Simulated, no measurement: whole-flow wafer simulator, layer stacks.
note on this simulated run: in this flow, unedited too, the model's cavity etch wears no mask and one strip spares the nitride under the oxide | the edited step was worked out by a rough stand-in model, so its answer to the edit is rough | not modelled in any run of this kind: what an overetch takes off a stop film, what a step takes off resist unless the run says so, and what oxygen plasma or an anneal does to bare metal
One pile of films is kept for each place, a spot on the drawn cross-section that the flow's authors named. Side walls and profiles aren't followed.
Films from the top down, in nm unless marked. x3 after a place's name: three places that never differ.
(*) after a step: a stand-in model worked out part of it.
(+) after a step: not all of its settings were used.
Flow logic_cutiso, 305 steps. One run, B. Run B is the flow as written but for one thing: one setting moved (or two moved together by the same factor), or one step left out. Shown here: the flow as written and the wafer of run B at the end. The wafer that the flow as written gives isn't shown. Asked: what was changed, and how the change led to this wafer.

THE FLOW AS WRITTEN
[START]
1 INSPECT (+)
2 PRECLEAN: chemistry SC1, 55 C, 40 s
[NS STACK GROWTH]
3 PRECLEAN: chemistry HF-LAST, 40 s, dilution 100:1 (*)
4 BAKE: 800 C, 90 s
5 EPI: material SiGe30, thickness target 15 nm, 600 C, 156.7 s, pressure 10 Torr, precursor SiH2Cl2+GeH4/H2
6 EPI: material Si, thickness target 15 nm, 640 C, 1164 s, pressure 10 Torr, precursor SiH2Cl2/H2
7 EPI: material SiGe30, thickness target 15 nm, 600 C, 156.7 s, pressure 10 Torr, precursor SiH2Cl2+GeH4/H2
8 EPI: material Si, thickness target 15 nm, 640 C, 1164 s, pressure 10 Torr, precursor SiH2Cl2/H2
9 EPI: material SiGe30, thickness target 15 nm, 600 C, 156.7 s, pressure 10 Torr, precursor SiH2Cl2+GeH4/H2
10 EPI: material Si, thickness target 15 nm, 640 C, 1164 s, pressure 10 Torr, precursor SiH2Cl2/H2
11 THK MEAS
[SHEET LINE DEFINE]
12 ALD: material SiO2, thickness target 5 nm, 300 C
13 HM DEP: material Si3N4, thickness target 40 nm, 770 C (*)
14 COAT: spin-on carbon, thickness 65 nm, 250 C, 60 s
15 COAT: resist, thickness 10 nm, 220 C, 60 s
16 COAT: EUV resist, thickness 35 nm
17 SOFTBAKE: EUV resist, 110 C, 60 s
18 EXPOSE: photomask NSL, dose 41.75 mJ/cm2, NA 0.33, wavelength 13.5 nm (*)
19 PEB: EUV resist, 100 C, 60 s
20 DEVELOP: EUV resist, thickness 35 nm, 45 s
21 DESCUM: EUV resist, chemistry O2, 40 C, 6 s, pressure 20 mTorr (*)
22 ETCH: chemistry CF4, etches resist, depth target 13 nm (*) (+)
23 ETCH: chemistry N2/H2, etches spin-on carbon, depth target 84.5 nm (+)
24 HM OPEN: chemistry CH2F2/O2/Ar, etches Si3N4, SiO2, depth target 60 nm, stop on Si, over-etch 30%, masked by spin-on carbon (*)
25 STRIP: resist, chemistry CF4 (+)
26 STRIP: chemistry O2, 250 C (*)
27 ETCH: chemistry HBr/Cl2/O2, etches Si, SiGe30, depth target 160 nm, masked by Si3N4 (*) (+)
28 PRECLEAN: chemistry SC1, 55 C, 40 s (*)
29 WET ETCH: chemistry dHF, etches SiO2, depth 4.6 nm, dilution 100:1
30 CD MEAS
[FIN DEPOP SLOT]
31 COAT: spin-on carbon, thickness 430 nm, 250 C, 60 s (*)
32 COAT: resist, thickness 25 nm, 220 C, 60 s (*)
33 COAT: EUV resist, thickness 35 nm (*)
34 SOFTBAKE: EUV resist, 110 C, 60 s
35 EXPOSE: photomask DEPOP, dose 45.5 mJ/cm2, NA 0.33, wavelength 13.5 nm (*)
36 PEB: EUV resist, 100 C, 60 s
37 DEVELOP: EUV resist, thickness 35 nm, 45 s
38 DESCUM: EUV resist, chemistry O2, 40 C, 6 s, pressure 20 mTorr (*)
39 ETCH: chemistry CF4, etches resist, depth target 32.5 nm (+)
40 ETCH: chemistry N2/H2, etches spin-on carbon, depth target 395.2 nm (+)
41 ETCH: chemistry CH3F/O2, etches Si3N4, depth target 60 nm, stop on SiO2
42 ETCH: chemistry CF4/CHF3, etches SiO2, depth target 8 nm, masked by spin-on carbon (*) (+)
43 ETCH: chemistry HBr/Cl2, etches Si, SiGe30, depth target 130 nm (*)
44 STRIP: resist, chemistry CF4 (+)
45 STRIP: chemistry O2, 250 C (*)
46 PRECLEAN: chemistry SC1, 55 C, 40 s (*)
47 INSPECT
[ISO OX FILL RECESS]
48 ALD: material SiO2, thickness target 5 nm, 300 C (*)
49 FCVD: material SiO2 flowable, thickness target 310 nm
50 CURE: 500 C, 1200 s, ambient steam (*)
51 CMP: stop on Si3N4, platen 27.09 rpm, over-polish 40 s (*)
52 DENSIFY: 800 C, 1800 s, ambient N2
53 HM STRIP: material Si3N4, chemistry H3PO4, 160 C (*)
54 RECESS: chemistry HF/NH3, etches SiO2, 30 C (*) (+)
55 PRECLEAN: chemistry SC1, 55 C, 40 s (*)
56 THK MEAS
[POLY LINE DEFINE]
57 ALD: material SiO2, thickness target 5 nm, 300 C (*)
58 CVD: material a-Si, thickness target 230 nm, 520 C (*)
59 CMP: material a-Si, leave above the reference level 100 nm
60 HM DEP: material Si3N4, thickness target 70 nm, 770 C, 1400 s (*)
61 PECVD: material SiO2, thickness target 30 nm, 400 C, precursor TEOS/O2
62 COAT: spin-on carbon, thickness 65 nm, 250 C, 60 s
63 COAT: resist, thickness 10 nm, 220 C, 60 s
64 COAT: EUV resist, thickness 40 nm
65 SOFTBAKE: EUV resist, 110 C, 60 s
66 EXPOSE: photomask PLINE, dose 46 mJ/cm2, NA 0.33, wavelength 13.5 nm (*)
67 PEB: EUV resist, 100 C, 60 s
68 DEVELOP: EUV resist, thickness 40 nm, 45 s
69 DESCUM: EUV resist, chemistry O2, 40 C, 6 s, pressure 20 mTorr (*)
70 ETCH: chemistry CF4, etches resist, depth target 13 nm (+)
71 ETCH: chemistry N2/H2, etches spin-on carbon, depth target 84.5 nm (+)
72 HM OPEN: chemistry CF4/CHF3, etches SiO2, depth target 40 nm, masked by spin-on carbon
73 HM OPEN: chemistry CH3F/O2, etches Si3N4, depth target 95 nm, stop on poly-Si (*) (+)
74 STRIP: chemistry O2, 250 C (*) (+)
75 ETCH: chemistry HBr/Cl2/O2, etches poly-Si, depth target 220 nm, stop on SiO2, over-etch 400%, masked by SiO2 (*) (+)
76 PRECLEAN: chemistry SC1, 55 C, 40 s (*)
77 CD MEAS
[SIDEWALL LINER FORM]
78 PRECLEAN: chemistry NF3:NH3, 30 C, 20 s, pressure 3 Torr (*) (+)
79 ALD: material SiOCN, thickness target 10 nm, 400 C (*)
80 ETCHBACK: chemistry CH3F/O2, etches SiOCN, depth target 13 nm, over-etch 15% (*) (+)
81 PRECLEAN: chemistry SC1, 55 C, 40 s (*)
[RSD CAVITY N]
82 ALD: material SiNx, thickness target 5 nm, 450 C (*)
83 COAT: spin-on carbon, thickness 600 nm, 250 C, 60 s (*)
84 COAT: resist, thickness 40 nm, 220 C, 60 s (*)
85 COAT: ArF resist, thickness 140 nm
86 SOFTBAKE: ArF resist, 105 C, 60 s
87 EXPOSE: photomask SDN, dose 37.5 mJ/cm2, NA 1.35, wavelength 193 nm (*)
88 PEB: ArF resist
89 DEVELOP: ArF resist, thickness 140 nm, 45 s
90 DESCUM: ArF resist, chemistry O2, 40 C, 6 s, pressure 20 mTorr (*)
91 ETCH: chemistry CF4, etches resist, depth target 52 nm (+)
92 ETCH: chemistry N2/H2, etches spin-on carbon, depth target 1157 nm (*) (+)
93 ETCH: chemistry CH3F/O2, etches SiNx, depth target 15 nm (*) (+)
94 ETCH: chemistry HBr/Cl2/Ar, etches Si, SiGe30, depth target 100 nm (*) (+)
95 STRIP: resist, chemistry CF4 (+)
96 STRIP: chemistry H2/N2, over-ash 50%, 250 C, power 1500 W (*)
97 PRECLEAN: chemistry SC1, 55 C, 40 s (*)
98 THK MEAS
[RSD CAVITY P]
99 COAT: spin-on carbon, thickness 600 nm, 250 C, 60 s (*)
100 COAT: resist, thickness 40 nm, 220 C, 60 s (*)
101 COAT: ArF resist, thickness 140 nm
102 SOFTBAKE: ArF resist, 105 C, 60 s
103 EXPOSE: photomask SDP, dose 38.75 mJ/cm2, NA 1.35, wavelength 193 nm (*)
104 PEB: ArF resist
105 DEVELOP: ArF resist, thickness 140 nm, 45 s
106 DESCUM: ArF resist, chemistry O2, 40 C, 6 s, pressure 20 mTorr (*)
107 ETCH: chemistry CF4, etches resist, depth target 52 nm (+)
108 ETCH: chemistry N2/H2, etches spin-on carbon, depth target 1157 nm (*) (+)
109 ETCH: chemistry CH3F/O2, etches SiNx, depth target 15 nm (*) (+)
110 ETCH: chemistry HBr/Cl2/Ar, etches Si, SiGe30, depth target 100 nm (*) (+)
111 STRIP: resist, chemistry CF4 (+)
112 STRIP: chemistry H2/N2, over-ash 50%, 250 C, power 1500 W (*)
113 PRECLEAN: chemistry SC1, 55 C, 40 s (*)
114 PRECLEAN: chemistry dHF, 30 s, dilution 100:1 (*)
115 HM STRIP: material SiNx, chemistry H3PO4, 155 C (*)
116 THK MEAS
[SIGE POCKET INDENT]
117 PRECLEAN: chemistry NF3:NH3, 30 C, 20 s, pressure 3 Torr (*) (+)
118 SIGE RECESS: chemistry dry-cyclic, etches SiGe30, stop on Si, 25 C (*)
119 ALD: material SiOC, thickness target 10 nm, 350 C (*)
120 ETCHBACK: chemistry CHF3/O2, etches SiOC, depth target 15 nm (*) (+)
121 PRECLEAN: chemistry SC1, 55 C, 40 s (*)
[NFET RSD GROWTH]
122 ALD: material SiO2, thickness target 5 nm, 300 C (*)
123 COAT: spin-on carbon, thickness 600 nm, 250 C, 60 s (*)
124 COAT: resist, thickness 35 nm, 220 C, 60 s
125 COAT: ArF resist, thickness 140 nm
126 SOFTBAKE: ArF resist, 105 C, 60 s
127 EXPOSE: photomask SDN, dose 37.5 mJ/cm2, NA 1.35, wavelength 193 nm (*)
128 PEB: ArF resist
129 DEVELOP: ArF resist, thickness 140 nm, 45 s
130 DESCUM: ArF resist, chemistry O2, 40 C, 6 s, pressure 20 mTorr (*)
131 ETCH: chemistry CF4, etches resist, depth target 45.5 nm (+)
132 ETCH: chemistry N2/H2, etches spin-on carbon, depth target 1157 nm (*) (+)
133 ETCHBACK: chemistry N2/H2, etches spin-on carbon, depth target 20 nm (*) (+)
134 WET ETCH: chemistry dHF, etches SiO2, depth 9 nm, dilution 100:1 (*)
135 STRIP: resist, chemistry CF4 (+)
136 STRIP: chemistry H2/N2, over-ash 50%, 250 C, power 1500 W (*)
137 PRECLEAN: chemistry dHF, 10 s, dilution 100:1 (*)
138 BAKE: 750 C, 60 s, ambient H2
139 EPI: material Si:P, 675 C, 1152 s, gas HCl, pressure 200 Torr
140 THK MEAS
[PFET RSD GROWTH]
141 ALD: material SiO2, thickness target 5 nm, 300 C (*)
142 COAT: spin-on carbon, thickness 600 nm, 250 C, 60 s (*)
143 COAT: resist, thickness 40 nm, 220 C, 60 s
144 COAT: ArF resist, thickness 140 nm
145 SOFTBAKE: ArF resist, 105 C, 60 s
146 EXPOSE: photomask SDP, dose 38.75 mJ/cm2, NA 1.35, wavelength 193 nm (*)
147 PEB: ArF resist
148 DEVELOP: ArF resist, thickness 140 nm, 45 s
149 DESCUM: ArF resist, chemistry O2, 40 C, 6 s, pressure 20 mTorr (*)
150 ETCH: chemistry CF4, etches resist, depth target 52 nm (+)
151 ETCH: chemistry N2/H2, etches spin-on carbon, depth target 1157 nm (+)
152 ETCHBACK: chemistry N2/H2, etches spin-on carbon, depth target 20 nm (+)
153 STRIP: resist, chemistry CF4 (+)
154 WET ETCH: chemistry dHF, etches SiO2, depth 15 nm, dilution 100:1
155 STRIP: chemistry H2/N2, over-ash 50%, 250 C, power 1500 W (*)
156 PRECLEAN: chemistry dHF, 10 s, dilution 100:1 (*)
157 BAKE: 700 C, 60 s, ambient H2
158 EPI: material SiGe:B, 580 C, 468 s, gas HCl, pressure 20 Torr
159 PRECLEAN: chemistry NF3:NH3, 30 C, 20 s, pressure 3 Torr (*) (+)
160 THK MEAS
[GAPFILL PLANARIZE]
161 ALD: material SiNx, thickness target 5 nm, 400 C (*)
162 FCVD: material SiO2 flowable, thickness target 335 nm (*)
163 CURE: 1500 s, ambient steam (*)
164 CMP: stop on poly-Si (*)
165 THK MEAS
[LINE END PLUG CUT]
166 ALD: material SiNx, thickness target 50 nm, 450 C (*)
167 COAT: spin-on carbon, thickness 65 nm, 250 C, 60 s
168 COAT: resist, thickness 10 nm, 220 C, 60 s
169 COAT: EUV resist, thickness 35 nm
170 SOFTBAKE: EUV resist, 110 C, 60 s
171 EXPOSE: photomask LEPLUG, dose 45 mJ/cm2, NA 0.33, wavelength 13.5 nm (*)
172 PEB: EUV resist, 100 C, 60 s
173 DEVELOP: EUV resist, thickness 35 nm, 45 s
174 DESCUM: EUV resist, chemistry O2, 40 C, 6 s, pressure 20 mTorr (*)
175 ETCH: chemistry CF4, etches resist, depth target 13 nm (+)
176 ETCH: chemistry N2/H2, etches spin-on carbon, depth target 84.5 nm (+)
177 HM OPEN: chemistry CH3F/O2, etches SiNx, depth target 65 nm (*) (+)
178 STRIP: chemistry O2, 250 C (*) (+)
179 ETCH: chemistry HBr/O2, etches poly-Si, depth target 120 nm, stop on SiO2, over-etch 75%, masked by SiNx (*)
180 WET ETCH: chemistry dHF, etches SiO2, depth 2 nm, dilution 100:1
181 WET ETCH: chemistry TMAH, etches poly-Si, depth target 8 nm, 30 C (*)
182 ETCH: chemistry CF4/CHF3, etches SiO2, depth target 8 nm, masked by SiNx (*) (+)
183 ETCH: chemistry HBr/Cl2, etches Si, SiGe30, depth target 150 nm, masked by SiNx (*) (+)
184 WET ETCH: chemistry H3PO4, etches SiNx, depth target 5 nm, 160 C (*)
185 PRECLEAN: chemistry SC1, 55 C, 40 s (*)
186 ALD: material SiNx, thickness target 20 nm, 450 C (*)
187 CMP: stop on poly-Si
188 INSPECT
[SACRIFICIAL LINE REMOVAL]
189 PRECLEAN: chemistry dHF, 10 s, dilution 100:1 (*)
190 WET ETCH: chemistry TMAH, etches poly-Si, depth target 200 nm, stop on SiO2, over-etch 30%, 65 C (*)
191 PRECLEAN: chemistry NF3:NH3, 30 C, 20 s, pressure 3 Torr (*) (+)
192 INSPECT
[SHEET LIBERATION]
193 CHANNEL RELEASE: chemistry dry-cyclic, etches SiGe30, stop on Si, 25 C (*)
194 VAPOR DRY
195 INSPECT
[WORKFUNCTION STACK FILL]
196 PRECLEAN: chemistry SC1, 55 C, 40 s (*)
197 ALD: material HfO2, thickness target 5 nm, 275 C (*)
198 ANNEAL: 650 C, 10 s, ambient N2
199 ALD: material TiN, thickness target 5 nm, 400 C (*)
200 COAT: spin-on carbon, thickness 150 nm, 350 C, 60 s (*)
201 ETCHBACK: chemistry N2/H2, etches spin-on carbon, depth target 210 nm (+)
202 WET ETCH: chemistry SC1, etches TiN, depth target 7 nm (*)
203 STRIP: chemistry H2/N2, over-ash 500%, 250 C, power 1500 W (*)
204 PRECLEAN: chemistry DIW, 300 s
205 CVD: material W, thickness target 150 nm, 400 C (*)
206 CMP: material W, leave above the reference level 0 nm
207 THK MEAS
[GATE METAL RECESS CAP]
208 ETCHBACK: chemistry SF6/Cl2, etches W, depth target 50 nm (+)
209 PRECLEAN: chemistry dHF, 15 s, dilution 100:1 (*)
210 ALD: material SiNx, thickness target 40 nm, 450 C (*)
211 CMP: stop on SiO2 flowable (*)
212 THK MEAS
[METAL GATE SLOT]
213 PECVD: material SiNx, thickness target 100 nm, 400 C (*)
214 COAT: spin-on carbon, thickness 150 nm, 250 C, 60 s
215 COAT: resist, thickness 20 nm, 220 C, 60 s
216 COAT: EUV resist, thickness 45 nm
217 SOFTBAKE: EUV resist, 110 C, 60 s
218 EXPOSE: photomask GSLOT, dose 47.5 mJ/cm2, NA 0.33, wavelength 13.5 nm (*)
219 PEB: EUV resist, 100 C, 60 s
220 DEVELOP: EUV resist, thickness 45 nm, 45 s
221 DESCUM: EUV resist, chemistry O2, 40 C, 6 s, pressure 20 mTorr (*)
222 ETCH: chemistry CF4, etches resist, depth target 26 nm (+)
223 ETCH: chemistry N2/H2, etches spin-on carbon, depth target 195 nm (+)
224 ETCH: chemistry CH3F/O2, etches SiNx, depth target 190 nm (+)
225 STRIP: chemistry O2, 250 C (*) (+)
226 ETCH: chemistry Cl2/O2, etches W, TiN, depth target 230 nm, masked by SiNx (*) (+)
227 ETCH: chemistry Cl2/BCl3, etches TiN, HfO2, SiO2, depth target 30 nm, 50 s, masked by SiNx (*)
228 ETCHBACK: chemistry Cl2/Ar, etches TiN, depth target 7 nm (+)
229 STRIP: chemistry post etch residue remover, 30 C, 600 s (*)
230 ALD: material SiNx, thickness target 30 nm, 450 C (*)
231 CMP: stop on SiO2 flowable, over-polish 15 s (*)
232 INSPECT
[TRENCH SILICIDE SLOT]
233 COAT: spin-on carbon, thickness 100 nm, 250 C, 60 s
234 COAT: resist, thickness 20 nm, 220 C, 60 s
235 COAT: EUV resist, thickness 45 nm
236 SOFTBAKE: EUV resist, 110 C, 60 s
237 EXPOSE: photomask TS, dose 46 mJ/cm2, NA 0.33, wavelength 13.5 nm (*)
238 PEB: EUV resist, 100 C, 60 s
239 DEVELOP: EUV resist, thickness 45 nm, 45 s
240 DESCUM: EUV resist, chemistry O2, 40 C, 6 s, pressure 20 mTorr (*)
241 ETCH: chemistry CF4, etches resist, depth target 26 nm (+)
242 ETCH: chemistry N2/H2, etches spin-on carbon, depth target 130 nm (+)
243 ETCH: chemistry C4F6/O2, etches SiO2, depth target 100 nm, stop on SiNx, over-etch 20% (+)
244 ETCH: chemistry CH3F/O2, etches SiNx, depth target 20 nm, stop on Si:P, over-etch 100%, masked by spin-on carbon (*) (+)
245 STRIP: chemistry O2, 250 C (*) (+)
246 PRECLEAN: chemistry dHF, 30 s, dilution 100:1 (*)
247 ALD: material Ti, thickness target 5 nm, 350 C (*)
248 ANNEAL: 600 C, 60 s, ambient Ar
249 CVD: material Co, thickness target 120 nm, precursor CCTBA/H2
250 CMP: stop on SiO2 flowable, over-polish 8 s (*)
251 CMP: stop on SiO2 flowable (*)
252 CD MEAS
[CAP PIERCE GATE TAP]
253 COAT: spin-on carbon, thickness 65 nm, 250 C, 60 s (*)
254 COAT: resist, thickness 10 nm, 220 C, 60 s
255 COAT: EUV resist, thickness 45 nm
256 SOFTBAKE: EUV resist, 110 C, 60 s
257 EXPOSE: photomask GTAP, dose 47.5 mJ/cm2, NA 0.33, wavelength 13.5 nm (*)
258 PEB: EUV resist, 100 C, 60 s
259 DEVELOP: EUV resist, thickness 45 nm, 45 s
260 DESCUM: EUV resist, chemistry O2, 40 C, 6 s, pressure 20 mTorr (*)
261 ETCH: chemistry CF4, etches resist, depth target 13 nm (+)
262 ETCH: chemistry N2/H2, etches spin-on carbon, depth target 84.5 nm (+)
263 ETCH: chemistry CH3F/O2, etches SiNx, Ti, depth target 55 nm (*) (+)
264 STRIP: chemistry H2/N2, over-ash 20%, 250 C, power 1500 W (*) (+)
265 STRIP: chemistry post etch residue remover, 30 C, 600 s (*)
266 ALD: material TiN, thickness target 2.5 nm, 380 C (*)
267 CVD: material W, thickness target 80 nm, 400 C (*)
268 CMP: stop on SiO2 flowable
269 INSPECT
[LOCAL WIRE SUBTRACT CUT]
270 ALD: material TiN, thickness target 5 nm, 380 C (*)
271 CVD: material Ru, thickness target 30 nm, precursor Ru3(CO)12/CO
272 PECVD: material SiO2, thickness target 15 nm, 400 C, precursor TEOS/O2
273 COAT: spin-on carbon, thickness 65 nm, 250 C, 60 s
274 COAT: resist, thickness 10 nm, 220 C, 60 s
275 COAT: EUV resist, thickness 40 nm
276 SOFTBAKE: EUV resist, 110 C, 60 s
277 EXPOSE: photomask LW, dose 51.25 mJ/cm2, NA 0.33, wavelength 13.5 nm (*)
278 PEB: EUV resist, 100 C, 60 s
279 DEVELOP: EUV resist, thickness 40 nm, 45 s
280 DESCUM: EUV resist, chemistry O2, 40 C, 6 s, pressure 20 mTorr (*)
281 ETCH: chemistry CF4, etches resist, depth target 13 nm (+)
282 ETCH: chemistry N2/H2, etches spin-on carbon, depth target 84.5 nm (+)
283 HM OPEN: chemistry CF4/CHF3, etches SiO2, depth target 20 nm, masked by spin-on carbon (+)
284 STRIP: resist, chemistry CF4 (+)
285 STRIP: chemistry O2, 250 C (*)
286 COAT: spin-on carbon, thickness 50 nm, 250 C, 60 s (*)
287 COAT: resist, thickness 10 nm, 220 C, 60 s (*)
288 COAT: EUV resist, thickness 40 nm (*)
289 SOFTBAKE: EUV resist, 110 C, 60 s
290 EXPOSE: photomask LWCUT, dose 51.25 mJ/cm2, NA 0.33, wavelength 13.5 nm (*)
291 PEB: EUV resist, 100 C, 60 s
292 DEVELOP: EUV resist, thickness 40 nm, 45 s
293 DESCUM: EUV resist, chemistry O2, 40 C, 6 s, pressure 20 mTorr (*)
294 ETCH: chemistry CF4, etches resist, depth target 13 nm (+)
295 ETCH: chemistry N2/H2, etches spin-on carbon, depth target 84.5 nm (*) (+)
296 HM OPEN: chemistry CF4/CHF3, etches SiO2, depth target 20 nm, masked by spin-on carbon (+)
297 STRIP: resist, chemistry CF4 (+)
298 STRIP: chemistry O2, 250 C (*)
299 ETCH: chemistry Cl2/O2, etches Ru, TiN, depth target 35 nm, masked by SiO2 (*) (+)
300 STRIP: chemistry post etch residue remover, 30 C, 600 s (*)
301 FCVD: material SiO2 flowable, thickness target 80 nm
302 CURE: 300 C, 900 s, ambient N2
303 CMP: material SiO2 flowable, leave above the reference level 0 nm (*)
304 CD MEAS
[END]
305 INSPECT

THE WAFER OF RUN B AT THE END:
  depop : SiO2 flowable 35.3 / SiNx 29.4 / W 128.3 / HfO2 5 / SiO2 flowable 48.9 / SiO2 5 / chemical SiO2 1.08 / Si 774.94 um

The cause: step 43, ETCH: depth target 146.2 nm was run, where the flow has depth target 130 nm.

How the change led to this, step by step:
  43 ETCH: chemistry HBr/Cl2, etches Si, SiGe30, depth target 130 nm (*)
      dpovl, gl, glp and 16 more: spin-on carbon -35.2 (as written it would be: spin-on carbon -32)
      depop: Si -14 (all of it), SiGe30 -15 (all of it), Si -15 (all of it), SiGe30 -15 (all of it), Si -15 (all of it), SiGe30 -15 (all of it), Si -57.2 (as written it would be: Si -14 (all of it), SiGe30 -15 (all of it), Si -15 (all of it), SiGe30 -15 (all of it), Si -15 (all of it), SiGe30 -15 (all of it), Si -41)
      (and at 2 more places)
  45 STRIP: chemistry O2, 250 C (*)
      dpovl: chemical SiO2 +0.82 (new film), spin-on carbon -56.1 (all of it), Si -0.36 (as written it would be: chemical SiO2 +0.82 (new film), spin-on carbon -59.3 (all of it), Si -0.36)
  49 FCVD: material SiO2 flowable, thickness target 310 nm
      depop: SiO2 flowable +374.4 (new film) (as written it would be: SiO2 flowable +359.9 (new film))
